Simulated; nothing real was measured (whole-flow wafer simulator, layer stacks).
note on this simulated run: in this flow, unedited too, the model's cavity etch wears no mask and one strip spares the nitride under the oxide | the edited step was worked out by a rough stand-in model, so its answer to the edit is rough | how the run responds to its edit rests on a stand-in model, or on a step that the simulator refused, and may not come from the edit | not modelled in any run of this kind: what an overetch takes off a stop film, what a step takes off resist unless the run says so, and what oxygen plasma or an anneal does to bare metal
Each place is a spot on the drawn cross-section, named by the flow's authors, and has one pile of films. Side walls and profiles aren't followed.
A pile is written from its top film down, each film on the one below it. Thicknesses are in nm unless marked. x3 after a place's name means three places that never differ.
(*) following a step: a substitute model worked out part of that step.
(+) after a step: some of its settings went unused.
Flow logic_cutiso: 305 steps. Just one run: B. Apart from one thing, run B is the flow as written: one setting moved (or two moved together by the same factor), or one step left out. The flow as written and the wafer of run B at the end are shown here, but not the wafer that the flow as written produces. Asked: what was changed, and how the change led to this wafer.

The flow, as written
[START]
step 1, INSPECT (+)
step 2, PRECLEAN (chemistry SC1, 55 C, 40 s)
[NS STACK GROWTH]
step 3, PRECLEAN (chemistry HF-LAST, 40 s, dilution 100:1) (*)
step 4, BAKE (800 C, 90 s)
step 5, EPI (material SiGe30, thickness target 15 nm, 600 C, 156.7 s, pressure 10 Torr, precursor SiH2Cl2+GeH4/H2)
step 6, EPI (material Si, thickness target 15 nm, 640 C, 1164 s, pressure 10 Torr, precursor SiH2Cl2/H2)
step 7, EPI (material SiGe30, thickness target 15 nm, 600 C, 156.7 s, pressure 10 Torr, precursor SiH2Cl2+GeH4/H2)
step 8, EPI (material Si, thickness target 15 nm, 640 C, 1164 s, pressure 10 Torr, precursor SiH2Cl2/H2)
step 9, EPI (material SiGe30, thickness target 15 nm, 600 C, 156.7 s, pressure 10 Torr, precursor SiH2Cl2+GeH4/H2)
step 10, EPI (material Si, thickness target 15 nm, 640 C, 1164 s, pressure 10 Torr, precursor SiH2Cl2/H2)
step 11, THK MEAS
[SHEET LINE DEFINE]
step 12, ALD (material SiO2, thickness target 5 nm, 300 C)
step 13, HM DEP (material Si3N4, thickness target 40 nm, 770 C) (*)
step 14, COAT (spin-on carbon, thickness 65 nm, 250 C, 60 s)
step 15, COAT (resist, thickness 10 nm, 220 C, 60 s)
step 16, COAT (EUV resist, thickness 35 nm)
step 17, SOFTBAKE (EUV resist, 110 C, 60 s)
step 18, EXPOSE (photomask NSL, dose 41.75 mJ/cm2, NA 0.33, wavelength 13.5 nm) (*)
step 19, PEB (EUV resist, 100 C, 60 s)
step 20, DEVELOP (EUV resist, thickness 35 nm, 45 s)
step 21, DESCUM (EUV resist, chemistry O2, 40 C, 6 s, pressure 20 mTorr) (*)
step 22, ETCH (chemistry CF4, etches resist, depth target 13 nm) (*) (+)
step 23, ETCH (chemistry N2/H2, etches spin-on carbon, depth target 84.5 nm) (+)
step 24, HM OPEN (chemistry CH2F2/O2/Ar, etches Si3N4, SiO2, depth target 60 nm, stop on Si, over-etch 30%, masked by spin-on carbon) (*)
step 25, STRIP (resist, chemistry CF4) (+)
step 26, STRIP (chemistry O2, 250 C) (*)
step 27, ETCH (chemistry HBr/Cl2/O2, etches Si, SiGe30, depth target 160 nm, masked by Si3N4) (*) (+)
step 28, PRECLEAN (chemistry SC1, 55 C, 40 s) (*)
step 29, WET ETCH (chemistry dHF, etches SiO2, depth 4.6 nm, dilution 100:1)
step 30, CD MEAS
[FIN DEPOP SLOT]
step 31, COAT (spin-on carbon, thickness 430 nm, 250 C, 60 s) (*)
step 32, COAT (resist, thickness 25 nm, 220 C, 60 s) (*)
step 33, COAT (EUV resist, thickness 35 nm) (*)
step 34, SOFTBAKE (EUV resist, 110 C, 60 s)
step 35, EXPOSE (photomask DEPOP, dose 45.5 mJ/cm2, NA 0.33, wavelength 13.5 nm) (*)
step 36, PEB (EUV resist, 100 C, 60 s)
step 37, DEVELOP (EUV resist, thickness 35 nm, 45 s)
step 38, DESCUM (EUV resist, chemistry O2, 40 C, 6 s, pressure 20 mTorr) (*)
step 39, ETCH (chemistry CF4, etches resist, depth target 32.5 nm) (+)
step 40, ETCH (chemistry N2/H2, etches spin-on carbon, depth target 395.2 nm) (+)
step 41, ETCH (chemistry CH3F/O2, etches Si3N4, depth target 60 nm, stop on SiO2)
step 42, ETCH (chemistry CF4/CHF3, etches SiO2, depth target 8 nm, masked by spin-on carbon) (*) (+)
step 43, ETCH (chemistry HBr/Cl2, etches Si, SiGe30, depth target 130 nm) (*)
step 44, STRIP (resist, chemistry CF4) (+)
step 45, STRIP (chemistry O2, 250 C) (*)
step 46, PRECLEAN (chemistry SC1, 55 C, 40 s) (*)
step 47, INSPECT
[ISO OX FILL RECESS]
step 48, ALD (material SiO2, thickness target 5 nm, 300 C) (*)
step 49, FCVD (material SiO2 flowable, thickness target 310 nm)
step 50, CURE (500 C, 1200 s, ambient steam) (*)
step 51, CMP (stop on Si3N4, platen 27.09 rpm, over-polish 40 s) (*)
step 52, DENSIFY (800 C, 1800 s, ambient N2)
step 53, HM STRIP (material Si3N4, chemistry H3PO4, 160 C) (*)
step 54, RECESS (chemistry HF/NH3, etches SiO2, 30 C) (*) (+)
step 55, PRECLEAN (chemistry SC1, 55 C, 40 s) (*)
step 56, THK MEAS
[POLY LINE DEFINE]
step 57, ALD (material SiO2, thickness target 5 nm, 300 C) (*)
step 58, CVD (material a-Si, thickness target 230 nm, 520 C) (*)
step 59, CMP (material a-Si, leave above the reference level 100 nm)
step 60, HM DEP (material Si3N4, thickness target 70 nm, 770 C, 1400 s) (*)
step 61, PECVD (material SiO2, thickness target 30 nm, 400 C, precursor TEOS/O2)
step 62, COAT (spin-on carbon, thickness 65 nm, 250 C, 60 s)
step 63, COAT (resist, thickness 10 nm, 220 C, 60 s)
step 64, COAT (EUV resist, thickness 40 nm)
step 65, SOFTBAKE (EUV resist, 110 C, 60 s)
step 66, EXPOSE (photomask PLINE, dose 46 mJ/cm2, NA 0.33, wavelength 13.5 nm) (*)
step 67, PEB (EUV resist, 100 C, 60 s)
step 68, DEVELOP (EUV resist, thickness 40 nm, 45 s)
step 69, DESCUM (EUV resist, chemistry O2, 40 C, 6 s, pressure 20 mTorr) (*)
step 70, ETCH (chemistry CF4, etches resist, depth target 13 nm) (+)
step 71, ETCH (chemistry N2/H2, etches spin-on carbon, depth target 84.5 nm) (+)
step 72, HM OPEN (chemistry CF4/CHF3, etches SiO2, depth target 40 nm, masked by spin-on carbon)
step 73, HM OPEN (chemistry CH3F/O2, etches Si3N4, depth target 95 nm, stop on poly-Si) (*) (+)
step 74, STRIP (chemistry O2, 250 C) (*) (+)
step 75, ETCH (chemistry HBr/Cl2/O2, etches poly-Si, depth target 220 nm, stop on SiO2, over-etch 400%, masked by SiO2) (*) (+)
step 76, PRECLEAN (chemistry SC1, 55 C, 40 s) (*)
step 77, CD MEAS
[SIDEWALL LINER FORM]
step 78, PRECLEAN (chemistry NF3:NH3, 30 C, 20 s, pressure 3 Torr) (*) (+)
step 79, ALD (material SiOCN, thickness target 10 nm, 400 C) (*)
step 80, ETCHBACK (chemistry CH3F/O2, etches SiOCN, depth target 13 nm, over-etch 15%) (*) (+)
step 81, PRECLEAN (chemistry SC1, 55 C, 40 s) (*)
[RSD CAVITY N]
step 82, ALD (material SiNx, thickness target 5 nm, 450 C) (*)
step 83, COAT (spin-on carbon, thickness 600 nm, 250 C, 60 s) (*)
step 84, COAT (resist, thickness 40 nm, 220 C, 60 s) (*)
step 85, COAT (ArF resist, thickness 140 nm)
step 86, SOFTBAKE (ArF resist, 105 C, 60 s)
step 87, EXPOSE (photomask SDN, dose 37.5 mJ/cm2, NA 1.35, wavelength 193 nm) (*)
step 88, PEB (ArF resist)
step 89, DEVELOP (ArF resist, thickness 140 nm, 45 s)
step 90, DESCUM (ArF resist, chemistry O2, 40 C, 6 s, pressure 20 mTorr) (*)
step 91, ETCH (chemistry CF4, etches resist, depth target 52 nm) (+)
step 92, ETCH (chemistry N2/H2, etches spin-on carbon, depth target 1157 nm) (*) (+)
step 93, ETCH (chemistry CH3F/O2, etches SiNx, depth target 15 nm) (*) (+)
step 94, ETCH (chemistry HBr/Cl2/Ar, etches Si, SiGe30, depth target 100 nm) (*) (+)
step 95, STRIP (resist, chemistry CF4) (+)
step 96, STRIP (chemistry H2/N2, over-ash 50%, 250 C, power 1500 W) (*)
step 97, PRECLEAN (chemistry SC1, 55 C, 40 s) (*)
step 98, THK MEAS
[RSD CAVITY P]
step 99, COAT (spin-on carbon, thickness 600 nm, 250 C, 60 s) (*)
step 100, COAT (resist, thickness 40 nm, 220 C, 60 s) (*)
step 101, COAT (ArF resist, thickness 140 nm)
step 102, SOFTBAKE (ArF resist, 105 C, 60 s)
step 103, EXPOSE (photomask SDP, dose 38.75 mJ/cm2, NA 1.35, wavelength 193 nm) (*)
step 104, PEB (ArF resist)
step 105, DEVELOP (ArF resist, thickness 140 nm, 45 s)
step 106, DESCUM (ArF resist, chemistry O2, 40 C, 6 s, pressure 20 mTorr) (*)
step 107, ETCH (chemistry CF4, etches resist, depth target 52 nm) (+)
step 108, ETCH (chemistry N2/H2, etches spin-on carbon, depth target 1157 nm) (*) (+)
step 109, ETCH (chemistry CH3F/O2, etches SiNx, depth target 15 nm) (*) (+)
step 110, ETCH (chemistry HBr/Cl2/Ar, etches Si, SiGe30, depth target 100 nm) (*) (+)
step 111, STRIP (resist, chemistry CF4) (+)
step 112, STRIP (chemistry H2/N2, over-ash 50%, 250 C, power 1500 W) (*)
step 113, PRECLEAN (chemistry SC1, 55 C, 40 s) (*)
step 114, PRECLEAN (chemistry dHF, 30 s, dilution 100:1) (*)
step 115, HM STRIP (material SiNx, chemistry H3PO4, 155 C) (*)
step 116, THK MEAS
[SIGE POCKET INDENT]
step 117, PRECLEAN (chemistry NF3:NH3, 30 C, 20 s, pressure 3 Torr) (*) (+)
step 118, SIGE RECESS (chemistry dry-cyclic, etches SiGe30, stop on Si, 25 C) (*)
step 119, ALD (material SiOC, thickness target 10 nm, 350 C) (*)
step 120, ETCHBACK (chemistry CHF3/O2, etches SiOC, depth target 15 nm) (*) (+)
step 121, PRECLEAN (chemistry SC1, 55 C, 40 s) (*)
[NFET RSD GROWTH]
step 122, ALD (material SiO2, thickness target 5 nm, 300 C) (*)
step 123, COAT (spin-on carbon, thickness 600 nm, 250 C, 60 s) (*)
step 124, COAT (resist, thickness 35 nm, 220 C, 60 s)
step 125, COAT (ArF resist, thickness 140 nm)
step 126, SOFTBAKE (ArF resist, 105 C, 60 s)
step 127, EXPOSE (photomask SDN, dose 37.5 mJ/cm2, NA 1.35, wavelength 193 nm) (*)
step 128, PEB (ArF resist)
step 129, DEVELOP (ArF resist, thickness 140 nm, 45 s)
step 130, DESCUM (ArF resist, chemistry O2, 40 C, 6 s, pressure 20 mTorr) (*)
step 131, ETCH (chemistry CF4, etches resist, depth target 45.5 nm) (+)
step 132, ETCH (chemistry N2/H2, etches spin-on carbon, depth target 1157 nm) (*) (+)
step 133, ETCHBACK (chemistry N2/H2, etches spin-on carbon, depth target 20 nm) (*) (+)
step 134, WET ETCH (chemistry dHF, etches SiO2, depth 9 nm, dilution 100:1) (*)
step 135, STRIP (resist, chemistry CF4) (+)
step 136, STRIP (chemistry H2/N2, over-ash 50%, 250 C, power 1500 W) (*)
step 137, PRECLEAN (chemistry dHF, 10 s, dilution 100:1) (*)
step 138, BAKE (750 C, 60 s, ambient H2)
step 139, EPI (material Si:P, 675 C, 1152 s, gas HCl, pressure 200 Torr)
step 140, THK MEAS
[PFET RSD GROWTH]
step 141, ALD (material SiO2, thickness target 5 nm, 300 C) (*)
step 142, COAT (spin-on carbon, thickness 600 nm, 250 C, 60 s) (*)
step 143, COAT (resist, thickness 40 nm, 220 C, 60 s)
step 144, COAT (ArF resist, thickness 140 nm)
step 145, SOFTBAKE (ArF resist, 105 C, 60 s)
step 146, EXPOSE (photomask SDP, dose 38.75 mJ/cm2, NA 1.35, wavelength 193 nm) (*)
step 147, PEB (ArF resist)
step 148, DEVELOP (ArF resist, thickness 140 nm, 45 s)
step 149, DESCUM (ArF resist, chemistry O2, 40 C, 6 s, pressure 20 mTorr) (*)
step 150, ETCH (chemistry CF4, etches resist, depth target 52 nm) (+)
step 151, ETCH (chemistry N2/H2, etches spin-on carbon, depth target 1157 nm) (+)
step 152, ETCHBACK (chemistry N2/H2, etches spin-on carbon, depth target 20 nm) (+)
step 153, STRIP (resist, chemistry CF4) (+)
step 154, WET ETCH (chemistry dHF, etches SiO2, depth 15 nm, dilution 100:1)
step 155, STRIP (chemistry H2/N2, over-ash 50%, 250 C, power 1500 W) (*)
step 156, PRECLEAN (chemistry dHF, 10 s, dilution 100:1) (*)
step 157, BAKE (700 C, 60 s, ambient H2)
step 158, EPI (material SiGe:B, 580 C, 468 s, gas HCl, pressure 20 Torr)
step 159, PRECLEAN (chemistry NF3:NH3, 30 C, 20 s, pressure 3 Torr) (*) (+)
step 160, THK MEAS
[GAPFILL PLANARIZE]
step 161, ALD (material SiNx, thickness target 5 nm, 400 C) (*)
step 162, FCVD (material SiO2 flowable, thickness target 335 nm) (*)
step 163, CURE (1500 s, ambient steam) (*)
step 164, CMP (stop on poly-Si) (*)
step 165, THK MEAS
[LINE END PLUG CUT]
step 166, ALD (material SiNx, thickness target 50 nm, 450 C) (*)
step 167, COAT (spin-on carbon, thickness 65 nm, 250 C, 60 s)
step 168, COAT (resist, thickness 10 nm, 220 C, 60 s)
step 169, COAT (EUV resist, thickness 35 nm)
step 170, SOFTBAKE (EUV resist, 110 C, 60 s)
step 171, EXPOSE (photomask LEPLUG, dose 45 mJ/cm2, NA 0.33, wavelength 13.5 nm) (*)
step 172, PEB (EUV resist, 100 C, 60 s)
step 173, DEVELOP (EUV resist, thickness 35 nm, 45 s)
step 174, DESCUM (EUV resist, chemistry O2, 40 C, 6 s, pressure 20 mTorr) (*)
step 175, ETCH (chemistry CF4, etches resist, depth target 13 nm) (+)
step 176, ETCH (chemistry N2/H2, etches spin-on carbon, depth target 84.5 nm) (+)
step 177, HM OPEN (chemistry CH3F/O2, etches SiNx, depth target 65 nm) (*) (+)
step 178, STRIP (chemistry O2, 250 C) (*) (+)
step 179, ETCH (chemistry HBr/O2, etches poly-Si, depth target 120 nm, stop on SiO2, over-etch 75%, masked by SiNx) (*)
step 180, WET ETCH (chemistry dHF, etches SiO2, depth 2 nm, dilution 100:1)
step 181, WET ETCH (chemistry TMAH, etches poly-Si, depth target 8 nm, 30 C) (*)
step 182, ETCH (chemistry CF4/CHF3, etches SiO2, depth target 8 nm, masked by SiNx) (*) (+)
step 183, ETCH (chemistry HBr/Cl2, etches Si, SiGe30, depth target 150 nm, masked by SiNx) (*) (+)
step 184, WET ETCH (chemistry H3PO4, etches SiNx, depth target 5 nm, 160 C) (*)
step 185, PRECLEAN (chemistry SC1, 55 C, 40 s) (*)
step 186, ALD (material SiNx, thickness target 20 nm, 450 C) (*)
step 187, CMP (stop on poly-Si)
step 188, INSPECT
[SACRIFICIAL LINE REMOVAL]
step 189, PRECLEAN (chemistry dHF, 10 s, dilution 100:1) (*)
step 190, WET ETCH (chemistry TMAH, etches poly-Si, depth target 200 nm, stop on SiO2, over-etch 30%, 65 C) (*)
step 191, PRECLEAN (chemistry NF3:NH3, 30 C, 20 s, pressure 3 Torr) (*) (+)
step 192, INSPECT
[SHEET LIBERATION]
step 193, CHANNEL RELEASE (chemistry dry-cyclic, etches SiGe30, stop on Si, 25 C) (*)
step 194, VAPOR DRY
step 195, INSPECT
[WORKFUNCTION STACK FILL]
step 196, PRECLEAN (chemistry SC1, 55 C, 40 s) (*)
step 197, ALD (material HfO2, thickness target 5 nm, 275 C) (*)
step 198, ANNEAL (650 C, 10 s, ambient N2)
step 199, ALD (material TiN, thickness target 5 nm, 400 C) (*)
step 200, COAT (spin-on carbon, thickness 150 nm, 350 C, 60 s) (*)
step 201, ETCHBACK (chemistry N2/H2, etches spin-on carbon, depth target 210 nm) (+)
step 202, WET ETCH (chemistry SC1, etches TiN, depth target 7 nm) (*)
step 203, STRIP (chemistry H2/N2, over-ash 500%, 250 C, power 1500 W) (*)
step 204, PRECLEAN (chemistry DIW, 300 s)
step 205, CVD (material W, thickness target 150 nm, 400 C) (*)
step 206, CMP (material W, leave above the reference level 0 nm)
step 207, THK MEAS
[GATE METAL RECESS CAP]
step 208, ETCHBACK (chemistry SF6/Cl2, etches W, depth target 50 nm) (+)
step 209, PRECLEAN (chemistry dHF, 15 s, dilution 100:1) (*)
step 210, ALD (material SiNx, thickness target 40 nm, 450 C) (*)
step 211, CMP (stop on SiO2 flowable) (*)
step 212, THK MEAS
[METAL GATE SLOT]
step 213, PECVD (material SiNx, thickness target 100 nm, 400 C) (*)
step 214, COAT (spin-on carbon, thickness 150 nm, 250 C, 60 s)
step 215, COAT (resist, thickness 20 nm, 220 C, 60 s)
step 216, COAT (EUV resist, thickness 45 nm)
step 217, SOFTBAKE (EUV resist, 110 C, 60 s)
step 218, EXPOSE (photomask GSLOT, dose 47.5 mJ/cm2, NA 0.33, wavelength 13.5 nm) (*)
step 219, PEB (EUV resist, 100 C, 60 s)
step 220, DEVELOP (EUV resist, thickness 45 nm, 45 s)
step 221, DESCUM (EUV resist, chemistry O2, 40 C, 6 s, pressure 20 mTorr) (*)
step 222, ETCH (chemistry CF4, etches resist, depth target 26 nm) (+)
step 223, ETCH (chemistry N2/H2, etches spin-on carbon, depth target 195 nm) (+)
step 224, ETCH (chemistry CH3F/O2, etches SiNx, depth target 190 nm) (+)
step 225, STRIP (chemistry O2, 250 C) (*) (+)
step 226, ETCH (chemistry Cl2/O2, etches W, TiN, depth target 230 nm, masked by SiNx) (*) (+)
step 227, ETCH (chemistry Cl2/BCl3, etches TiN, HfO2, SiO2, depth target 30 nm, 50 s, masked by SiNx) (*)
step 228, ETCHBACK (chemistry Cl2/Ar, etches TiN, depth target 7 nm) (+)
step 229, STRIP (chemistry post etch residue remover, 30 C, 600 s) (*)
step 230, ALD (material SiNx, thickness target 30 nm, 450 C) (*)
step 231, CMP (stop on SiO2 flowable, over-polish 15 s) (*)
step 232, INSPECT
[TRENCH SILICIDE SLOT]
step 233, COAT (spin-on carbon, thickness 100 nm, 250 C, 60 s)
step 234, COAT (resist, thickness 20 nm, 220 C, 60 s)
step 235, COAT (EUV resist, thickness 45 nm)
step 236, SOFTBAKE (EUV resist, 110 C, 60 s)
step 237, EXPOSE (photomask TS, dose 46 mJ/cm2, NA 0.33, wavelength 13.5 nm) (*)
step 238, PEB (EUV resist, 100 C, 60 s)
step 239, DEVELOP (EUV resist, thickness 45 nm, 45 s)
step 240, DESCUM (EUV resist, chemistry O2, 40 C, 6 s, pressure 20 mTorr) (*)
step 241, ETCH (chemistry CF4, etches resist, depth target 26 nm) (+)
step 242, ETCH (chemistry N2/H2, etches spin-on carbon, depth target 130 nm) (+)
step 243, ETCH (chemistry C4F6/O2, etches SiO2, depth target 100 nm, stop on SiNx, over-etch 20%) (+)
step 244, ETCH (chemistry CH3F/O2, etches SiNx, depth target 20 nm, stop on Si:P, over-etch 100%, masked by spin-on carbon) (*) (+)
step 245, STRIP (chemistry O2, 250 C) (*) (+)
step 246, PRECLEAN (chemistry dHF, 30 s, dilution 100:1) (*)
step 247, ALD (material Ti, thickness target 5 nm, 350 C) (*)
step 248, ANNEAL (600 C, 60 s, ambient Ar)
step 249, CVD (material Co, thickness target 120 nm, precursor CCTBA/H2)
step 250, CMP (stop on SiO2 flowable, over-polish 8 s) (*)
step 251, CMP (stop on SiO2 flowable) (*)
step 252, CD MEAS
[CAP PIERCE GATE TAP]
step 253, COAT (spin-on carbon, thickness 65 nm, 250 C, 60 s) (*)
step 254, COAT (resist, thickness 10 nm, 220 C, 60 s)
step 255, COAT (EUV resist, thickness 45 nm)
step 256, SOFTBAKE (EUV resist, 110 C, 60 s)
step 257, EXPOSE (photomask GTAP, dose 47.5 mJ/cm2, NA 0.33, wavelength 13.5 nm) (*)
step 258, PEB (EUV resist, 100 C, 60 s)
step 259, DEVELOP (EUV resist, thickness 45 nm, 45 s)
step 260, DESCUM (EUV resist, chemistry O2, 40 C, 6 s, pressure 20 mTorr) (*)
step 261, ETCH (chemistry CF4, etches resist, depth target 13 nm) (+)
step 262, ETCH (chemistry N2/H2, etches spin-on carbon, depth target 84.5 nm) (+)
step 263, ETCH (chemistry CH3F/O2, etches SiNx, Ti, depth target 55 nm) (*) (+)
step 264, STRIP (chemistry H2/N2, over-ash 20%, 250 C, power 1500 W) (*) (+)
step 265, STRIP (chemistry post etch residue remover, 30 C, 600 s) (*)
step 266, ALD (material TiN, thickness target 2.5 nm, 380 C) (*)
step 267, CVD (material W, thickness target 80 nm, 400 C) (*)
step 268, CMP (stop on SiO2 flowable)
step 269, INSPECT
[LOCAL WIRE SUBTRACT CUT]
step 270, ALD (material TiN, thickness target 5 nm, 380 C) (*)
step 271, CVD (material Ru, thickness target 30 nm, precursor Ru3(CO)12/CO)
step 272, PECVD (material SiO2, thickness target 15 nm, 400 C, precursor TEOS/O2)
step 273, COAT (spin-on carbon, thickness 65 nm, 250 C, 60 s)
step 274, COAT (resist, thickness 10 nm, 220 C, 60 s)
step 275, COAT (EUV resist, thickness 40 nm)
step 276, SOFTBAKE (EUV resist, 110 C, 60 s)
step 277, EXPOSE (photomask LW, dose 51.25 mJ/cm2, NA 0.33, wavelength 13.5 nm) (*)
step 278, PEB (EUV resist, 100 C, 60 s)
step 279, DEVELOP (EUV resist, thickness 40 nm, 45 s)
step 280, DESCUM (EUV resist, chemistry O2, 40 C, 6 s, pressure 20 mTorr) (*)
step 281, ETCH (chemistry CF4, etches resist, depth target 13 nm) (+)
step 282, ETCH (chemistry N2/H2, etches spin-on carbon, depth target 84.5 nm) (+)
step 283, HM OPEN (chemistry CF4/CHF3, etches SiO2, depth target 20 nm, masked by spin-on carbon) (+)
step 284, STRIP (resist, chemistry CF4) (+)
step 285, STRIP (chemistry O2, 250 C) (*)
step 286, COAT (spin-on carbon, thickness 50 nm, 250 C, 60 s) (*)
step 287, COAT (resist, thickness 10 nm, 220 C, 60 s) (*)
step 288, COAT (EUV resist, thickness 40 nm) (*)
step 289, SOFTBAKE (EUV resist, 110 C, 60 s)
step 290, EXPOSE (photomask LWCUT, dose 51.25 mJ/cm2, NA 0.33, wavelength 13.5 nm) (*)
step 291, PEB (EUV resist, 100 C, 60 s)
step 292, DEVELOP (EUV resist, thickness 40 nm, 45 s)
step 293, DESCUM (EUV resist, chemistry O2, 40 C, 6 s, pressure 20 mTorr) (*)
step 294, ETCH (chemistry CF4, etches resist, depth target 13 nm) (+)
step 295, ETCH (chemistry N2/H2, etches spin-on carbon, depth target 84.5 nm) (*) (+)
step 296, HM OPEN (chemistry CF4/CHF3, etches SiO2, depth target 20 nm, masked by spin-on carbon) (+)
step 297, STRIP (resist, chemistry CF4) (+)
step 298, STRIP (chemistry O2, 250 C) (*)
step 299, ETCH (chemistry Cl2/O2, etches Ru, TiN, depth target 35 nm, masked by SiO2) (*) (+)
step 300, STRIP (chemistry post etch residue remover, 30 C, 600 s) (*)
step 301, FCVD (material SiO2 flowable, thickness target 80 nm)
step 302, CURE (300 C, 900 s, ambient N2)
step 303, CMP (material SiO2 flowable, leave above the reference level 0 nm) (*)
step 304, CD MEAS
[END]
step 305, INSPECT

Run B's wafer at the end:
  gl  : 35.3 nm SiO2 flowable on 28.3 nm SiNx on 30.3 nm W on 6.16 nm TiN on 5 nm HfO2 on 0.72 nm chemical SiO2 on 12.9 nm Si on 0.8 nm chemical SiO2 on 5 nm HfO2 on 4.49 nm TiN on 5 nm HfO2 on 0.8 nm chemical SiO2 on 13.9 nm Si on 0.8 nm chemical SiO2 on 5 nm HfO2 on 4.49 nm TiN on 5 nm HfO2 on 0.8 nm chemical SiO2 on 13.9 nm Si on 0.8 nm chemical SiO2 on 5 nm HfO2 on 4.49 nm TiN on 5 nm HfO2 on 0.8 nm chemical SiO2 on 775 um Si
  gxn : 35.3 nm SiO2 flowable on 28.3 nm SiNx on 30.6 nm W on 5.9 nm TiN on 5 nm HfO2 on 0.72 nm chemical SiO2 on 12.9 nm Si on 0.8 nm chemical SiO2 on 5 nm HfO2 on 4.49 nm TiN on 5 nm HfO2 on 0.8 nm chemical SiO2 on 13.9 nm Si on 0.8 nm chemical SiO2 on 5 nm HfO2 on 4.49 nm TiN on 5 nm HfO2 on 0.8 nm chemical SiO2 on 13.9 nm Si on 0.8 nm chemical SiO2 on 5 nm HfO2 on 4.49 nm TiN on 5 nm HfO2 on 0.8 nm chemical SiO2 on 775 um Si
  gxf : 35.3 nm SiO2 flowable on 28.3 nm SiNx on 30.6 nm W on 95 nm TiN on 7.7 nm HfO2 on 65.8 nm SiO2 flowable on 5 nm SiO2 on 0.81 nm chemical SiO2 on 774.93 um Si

What caused this: step 199, ALD: thickness target 5.9 nm was run, whereas the flow has thickness target 5 nm.
The wafer itself shows it: gxn has TiN 5.9, and step 199 as written asks for 5 nm.

How this came from the change, step by step:
  step 199, ALD (material TiN, thickness target 5 nm, 400 C) (*)
      depop, dpovl, iso and 11 more: +5.9 TiN (new film) (as written it would have been: +5 TiN (new film))
      gl, glp, tap: +6.16 TiN (new film), +4.49 TiN (new film), -4.49 cavity (all of it), +4.49 TiN (new film), -4.49 cavity (all of it), +4.49 TiN (new film), -4.49 cavity (all of it) (as written it would have been: +5.26 TiN (new film), +4.49 TiN (new film), -4.49 cavity (all of it), +4.49 TiN (new film), -4.49 cavity (all of it), +4.49 TiN (new film), -4.49 cavity (all of it))
      (also at 5 further places)
  step 200, COAT (spin-on carbon, thickness 150 nm, 350 C, 60 s) (*)
      gxf: +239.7 spin-on carbon (new film) (as written it would have been: +326 spin-on carbon (new film))
      lnri: +135.9 spin-on carbon (new film) (as written it would have been: +133.1 spin-on carbon (new film))
  step 201, ETCHBACK (chemistry N2/H2, etches spin-on carbon, depth target 210 nm) (+)
      lnri: -135.9 spin-on carbon (all of it) (as written it would have been: -133.1 spin-on carbon (all of it))
  step 202, WET ETCH (chemistry SC1, etches TiN, depth target 7 nm) (*)
      depop, dpovl, iso and 12 more: -5.9 TiN (all of it) (as written it would have been: -5 TiN (all of it))
  step 203, STRIP (chemistry H2/N2, over-ash 500%, 250 C, power 1500 W) (*)
      gl, glp: -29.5 spin-on carbon (all of it) (as written it would have been: -26.7 spin-on carbon (all of it))
      gxn, gxp: -29.6 spin-on carbon (all of it) (as written it would have been: -26.8 spin-on carbon (all of it))
      (also at 3 further places)
  step 205, CVD (material W, thickness target 150 nm, 400 C) (*)
      gxf: +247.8 W (new film) (as written it would have been: +337.8 W (new film))
  step 226, ETCH (chemistry Cl2/O2, etches W, TiN, depth target 230 nm, masked by SiNx) (*) (+)
      gfld: -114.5 W (all of it), -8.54 TiN (all of it), -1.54 HfO2 (as written it would have been: -115.4 W (all of it), -7.64 TiN (all of it), -1.54 HfO2)
